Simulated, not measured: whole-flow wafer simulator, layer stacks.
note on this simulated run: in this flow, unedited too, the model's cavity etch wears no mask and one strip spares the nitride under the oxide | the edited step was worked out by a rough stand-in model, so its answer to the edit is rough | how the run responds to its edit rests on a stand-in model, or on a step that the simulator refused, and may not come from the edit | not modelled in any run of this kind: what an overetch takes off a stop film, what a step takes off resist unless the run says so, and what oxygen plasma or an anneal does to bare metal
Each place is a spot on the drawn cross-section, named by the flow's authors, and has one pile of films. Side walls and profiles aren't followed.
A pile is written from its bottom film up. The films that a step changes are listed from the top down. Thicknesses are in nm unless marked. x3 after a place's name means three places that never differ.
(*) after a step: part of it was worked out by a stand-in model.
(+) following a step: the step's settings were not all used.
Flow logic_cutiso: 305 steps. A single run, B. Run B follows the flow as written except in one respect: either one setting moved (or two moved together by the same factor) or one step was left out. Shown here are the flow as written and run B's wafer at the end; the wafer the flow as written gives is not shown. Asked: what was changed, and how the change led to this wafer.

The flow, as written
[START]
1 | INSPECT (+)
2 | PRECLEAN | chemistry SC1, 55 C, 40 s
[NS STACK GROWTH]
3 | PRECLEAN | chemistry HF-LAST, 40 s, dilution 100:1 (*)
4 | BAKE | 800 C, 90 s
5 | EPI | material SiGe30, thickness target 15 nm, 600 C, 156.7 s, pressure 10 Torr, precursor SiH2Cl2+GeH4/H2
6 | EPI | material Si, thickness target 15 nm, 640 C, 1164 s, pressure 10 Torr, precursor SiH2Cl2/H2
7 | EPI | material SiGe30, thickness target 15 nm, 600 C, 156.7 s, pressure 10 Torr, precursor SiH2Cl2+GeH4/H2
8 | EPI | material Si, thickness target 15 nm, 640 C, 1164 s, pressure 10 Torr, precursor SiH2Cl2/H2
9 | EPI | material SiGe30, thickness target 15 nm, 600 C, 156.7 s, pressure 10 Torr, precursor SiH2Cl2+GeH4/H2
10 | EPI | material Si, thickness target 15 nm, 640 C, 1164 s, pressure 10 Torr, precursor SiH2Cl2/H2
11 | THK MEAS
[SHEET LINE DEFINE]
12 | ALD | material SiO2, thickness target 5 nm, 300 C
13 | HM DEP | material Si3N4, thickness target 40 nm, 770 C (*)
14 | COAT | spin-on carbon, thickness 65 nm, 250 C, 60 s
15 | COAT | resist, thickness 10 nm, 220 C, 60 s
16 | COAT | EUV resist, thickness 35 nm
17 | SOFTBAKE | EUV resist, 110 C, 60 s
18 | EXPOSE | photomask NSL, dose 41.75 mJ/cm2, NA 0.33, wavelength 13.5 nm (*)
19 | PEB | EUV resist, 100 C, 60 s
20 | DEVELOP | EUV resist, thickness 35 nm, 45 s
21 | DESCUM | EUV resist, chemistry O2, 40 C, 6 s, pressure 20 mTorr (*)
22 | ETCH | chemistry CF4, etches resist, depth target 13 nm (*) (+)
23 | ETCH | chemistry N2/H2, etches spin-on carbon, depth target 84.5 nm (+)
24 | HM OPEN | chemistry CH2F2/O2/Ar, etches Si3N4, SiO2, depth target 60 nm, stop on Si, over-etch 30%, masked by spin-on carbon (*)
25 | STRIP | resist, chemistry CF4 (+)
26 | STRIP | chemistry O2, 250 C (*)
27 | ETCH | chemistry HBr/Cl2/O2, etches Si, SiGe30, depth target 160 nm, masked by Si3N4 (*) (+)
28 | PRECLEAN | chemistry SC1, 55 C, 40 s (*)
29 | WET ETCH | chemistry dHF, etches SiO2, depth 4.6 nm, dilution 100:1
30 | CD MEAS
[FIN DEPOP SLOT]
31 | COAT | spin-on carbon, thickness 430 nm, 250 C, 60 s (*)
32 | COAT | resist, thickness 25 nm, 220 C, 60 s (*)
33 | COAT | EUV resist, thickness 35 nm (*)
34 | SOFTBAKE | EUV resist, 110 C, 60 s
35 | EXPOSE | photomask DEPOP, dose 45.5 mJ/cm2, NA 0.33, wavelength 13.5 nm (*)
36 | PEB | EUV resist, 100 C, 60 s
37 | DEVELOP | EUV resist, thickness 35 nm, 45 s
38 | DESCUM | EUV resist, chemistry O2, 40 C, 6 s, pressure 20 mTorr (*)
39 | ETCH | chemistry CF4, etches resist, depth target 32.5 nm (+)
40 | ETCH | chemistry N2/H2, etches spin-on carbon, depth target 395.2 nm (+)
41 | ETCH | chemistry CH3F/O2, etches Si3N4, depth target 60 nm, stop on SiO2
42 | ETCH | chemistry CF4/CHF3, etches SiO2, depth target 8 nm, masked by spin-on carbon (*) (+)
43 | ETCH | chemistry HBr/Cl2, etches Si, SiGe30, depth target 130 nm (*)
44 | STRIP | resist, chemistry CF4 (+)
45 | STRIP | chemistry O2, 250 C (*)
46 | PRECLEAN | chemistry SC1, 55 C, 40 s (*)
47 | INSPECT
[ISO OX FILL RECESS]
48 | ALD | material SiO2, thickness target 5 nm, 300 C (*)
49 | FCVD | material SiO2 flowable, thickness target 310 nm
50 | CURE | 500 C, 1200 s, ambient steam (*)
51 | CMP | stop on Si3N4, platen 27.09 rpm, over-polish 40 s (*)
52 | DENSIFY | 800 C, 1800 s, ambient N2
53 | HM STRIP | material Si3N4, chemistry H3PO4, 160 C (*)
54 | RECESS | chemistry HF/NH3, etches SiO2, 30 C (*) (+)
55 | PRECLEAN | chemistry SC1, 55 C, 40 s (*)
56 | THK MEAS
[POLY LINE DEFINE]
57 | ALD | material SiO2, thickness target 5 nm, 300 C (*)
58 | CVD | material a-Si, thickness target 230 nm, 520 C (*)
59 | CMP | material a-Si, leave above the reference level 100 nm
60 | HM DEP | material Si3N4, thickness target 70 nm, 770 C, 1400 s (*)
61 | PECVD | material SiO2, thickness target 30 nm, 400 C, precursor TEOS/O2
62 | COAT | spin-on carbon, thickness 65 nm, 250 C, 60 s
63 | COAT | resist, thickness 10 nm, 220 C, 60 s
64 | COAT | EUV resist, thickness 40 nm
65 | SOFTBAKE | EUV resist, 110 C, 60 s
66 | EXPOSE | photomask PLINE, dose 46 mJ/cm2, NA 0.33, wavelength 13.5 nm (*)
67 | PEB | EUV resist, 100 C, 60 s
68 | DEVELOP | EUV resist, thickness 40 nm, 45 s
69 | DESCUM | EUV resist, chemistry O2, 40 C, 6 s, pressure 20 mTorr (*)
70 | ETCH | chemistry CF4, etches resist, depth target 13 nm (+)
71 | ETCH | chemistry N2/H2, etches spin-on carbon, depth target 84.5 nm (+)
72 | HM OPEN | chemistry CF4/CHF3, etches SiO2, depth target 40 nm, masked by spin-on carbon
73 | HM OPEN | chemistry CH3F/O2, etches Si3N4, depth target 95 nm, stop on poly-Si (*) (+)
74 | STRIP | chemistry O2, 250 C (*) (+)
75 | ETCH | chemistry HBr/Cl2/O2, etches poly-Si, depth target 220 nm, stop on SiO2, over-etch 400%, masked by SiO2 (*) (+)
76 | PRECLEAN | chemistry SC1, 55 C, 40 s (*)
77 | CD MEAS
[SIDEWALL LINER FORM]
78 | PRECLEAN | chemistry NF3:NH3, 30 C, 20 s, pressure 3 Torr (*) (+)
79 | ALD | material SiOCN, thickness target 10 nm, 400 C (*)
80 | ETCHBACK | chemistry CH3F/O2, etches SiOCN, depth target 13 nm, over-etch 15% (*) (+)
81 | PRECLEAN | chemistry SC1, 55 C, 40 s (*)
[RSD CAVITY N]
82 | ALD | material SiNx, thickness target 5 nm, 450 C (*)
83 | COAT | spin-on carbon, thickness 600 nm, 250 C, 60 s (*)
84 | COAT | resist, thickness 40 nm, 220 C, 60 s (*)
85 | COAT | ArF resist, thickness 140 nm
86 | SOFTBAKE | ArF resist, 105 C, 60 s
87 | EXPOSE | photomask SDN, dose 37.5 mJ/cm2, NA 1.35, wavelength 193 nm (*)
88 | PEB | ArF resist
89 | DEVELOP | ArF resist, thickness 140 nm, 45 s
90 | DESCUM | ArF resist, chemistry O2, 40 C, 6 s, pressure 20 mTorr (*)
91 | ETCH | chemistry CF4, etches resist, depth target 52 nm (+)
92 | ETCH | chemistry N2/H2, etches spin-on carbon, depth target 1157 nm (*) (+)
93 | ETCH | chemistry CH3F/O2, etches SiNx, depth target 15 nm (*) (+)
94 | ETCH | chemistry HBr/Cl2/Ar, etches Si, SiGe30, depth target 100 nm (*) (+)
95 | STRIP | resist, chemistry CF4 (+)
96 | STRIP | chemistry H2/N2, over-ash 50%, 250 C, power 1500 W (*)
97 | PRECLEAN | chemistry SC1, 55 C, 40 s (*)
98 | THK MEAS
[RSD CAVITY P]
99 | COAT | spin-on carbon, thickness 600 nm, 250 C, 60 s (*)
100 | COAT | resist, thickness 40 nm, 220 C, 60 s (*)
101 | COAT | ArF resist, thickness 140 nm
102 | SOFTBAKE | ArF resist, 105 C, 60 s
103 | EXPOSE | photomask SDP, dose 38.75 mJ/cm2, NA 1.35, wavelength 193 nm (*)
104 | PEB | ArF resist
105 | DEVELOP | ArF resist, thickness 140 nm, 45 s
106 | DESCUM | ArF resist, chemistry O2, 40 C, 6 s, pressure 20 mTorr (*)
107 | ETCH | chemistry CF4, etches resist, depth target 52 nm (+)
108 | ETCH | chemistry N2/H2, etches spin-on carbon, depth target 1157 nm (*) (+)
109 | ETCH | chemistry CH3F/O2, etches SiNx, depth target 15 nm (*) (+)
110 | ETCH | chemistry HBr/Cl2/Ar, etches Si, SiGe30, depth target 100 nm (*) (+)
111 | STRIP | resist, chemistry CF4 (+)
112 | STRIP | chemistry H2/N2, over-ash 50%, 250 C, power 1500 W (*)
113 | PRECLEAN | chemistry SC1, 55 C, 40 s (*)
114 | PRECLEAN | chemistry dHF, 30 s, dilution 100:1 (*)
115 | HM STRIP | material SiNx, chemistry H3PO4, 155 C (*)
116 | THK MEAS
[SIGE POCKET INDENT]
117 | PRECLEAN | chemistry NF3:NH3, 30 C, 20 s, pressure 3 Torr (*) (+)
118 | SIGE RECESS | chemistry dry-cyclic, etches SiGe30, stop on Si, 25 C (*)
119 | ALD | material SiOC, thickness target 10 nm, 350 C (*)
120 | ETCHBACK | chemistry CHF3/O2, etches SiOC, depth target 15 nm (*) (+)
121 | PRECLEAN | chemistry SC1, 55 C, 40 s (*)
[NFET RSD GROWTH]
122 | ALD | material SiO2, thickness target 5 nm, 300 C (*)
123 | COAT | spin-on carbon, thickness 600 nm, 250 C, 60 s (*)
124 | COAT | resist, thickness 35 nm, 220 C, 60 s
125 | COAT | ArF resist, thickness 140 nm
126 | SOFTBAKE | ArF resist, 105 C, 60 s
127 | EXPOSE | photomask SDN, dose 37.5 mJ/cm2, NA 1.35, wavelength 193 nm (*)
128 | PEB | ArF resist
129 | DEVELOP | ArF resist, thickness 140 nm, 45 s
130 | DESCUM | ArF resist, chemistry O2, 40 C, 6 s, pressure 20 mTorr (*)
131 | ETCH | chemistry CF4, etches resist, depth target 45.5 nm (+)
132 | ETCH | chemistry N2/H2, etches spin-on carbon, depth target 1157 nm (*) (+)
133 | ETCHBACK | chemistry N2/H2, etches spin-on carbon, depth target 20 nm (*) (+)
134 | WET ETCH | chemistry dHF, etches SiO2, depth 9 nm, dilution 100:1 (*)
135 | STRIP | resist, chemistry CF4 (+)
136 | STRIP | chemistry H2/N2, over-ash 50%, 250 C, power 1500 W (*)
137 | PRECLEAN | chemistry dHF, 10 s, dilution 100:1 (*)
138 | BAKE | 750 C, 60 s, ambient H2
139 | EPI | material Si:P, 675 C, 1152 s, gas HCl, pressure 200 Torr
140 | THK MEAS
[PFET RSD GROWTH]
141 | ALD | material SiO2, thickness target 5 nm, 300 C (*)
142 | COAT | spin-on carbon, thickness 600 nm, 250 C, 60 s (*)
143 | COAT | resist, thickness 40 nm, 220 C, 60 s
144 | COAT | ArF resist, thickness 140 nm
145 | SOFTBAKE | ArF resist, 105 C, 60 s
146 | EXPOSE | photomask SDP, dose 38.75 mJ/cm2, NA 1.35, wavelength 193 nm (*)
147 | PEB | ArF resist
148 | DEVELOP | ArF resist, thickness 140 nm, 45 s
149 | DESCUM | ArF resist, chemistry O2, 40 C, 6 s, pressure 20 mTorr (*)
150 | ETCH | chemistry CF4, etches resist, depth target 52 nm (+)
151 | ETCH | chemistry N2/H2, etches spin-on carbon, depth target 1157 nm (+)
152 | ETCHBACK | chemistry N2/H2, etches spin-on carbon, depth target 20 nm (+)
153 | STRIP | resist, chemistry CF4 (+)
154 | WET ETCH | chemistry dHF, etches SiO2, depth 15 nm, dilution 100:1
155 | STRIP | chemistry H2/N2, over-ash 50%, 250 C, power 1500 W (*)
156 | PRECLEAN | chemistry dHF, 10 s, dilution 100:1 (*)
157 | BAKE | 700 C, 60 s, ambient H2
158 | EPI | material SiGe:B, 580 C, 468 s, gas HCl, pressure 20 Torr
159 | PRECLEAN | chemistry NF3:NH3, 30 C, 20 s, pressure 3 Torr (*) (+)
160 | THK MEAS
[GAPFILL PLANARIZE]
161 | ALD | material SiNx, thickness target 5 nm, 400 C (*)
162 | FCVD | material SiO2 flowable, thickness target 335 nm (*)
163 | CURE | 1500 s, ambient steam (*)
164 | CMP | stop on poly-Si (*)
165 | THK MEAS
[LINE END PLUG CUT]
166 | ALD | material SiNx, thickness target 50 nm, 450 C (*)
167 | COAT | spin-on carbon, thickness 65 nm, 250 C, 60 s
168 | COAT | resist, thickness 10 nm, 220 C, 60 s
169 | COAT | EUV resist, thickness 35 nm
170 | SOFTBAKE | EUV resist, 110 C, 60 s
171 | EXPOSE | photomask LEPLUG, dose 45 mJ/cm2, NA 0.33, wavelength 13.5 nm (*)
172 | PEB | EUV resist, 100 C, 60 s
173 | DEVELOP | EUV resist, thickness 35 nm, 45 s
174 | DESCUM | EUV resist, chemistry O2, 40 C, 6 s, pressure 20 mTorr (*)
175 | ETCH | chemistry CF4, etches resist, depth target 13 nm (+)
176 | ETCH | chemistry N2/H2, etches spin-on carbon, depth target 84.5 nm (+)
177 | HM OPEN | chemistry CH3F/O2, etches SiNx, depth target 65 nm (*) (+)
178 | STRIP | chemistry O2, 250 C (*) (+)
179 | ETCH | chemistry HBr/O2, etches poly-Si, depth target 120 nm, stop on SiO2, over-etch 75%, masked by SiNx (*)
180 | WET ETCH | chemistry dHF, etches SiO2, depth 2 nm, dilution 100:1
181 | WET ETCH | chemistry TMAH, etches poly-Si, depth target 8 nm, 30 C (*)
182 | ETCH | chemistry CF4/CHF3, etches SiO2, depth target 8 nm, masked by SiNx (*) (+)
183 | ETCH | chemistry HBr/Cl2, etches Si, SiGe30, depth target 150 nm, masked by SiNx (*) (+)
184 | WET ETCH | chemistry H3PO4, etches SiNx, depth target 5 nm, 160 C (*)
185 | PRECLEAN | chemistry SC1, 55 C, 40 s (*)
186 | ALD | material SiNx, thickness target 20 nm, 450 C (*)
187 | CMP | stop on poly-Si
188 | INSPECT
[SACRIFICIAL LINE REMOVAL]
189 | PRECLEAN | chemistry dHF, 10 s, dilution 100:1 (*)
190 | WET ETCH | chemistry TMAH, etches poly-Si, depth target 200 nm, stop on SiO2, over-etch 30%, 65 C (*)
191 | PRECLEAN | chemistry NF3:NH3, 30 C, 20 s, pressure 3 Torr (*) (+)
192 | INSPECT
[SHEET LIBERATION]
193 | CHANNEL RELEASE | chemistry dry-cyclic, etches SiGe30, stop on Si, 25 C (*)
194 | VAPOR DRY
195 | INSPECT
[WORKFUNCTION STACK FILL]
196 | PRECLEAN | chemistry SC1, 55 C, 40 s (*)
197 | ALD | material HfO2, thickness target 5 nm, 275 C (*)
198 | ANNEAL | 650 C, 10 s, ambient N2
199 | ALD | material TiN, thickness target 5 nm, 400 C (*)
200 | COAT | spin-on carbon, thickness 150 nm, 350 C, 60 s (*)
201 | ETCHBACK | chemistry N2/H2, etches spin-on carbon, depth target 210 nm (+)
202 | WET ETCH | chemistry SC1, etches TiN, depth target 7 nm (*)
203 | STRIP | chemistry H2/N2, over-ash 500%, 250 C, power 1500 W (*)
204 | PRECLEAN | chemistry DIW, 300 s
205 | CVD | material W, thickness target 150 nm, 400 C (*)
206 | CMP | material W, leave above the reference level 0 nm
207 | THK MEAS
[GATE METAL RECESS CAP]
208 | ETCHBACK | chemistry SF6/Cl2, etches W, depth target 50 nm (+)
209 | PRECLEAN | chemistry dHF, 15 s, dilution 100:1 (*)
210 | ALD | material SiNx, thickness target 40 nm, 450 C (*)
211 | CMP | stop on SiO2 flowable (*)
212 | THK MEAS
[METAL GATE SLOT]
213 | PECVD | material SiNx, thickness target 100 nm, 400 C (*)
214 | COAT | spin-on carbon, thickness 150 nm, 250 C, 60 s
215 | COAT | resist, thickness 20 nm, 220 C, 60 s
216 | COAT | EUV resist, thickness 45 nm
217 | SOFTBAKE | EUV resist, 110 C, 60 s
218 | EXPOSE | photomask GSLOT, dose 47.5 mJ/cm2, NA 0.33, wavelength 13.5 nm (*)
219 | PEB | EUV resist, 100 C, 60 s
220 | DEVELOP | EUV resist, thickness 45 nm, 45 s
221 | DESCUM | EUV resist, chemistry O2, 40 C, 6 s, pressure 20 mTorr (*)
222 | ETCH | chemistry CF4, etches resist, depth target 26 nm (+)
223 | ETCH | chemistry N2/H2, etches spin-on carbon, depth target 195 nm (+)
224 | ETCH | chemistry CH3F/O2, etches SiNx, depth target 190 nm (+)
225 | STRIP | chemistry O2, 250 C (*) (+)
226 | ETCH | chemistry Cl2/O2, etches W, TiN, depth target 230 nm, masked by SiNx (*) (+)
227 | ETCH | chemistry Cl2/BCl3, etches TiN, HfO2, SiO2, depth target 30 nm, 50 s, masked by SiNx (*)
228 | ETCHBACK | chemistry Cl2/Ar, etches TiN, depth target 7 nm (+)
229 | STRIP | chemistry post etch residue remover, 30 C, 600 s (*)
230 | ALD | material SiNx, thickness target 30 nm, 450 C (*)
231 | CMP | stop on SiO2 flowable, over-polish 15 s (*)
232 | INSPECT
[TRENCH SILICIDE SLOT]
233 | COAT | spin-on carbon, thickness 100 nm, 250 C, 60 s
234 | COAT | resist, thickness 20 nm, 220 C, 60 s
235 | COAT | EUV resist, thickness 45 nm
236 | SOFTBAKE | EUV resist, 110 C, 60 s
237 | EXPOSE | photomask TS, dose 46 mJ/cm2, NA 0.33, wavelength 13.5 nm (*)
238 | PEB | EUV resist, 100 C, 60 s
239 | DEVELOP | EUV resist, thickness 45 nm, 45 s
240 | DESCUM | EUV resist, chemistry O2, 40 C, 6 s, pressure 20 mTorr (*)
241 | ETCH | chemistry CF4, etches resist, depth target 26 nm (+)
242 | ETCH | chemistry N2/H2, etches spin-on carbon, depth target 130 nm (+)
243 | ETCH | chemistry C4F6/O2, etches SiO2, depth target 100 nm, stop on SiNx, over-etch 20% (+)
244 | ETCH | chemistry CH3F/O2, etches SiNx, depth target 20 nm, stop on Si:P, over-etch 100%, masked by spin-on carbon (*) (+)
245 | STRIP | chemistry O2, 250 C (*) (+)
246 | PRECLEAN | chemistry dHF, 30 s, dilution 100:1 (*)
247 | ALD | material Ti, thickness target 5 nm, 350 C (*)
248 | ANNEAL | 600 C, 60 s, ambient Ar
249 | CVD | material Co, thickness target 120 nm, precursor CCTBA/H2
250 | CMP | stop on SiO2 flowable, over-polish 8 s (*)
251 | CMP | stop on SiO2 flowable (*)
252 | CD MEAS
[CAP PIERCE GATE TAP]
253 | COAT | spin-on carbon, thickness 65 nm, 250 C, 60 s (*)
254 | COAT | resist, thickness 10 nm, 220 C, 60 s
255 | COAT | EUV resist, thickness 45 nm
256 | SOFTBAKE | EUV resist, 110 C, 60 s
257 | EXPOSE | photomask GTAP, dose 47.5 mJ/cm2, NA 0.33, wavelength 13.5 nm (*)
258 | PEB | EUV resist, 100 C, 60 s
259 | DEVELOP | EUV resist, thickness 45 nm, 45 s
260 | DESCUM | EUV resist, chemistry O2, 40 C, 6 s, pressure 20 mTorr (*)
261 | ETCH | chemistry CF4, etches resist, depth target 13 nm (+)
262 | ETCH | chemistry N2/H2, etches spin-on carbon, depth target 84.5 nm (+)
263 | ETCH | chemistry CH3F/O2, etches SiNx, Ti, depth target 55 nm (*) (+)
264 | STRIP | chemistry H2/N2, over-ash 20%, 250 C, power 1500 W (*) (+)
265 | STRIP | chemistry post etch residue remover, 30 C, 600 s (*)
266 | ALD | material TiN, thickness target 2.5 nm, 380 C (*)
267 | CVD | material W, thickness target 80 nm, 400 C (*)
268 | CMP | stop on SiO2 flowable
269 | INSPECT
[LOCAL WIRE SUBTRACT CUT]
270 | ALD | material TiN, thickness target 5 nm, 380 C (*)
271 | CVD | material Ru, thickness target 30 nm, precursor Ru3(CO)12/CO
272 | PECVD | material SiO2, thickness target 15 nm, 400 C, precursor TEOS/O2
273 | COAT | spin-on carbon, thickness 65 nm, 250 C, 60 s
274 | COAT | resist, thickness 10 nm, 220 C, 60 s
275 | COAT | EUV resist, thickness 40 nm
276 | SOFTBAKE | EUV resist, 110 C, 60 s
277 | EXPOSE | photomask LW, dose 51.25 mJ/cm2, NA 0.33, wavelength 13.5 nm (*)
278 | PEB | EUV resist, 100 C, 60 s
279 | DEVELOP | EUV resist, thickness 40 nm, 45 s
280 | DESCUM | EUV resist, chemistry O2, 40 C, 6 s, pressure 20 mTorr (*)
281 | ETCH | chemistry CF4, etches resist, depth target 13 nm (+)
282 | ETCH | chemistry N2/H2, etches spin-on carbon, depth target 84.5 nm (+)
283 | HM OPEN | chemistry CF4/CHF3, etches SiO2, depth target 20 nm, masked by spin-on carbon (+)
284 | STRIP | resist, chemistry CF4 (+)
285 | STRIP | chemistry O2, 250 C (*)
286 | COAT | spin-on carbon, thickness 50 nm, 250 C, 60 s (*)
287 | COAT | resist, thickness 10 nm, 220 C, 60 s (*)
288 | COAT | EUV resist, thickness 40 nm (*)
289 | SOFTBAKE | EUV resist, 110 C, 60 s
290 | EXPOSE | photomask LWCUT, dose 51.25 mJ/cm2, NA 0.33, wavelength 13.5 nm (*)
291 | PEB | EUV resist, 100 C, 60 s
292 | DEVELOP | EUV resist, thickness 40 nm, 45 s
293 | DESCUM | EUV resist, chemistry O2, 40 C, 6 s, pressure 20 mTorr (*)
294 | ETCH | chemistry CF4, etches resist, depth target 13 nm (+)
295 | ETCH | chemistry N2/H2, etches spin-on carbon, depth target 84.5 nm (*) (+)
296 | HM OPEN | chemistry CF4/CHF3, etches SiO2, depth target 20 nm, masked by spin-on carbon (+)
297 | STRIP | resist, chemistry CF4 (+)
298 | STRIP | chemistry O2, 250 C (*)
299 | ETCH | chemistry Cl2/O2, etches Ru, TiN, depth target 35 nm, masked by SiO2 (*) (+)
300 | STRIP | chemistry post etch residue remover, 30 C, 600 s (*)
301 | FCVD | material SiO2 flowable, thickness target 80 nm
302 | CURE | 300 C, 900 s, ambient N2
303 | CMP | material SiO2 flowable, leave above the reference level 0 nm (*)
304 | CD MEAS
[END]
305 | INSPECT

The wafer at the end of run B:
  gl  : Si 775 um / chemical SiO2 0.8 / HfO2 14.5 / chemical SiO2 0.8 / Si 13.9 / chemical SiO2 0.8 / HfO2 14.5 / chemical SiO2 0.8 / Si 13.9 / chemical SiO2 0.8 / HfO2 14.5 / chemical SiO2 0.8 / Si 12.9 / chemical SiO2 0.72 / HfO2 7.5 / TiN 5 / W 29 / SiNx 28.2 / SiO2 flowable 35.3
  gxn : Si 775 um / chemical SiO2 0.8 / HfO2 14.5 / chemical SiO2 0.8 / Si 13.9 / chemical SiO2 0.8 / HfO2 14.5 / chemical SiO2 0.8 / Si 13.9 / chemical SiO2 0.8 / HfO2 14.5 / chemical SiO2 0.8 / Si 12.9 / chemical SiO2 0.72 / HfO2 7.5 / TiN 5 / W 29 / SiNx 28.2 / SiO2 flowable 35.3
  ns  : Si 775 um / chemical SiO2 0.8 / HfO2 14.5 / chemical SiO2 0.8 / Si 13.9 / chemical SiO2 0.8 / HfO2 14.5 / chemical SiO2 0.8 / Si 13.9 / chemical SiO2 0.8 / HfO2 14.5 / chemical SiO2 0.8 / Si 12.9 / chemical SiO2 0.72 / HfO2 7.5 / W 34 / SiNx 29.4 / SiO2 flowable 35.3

What caused this: step 197, ALD: thickness target 7.5 nm was run, whereas the flow has thickness target 5 nm.

The path from the change to this, step by step:
  197 | ALD | material HfO2, thickness target 5 nm, 275 C (*)
      gl, glp, gxn, gxp, ns, tap: +7.5 HfO2 (new film), +14.5 HfO2 (new film), -14.5 cavity (all of it), +14.5 HfO2 (new film), -14.5 cavity (all of it), +14.5 HfO2 (new film), -14.5 cavity (all of it) (it would be, as written: +5 HfO2 (new film), +5 HfO2 (new film), -10 cavity, +5 HfO2 (new film), +5 HfO2 (new film), -10 cavity, +5 HfO2 (new film), +5 HfO2 (new film), -10 cavity, +5 HfO2 (new film))
      depop, dpovl, gfld and 12 more: +7.5 HfO2 (new film) (it would be, as written: +5 HfO2 (new film))
      (also at 1 further place)
  199 | ALD | material TiN, thickness target 5 nm, 400 C (*)
      gl, glp, tap: +5 TiN (new film) (it would be, as written: +5.26 TiN (new film), +4.49 TiN (new film), -4.49 cavity (all of it), +4.49 TiN (new film), -4.49 cavity (all of it), +4.49 TiN (new film), -4.49 cavity (all of it))
      gxn, gxp, ns: +5 TiN (new film) (it would be, as written: +5 TiN (new film), +4.49 TiN (new film), -4.49 cavity (all of it), +4.49 TiN (new film), -4.49 cavity (all of it), +4.49 TiN (new film), -4.49 cavity (all of it))
      (also at 2 further places)
  200 | COAT | spin-on carbon, thickness 150 nm, 350 C, 60 s (*)
      gl, glp: +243 spin-on carbon (new film) (it would be, as written: +236.9 spin-on carbon (new film))
      gxn, gxp: +242.9 spin-on carbon (new film) (it would be, as written: +236.9 spin-on carbon (new film))
      (also at 18 further places)
  201 | ETCHBACK | chemistry N2/H2, etches spin-on carbon, depth target 210 nm (+)
      lnr, lnrp: -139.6 spin-on carbon (all of it) (it would be, as written: -133.9 spin-on carbon (all of it))
      rsdn, rsdw: -151.6 spin-on carbon (all of it) (it would be, as written: -145.8 spin-on carbon (all of it))
      (also at 11 further places)
  203 | STRIP | chemistry H2/N2, over-ash 500%, 250 C, power 1500 W (*)
      gl, glp: -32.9 spin-on carbon (all of it) (it would be, as written: -26.7 spin-on carbon (all of it))
      gxn, gxp: -32.8 spin-on carbon (all of it) (it would be, as written: -26.8 spin-on carbon (all of it))
      (also at 3 further places)
  205 | CVD | material W, thickness target 150 nm, 400 C (*)
      gxf: +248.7 W (new film) (it would be, as written: +337.8 W (new film))
  206 | CMP | material W, leave above the reference level 0 nm
      lnr, lnri, lnrp, lnrt: -150 W (all of it), -7.5 HfO2 (all of it), -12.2 SiOCN (it would be, as written: -150 W (all of it), -5 HfO2 (all of it), -12.2 SiOCN)
      rsdn, rsdp, rsdw, rsdx: -162.2 W (all of it), -7.5 HfO2 (all of it) (it would be, as written: -162.2 W (all of it), -5 HfO2 (all of it))
      (also at 2 further places)
  226 | ETCH | chemistry Cl2/O2, etches W, TiN, depth target 230 nm, masked by SiNx (*) (+)
      depop, dpovl, gl and 18 more: -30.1 SiNx (it would be, as written: -30.8 SiNx)
      gfld: -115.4 W (all of it), -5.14 TiN (all of it), -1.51 HfO2 (it would be, as written: -115.4 W (all of it), -7.64 TiN (all of it), -1.54 HfO2)
  227 | ETCH | chemistry Cl2/BCl3, etches TiN, HfO2, SiO2, depth target 30 nm, 50 s, masked by SiNx (*)
      gfld: -5.99 HfO2 (all of it), -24 SiO2 flowable (it would be, as written: -3.46 HfO2 (all of it), -26.5 SiO2 flowable)
If metal films that touch count as one body, gl has 1 body; the flow as written gives 4 bodies (between them, from the top down: HfO2 5 / chemical SiO2 0.72 / Si 12.9 / chemical SiO2 0.8 / HfO2 5; HfO2 5 / chemical SiO2 0.8 / Si 13.9 / chemical SiO2 0.8 / HfO2 5; HfO2 5 / chemical SiO2 0.8 / Si 13.9 / chemical SiO2 0.8 / HfO2 5).
If metal films that touch count as one body, gxn has 1 body; the flow as written gives 4 bodies (between them, from the top down: HfO2 5 / chemical SiO2 0.72 / Si 12.9 / chemical SiO2 0.8 / HfO2 5; HfO2 5 / chemical SiO2 0.8 / Si 13.9 / chemical SiO2 0.8 / HfO2 5; HfO2 5 / chemical SiO2 0.8 / Si 13.9 / chemical SiO2 0.8 / HfO2 5).
If metal films that touch count as one body, ns has 1 body; the flow as written gives 4 bodies (between them, from the top down: HfO2 5 / chemical SiO2 0.72 / Si 12.9 / chemical SiO2 0.8 / HfO2 5; HfO2 5 / chemical SiO2 0.8 / Si 13.9 / chemical SiO2 0.8 / HfO2 5; HfO2 5 / chemical SiO2 0.8 / Si 13.9 / chemical SiO2 0.8 / HfO2 5).
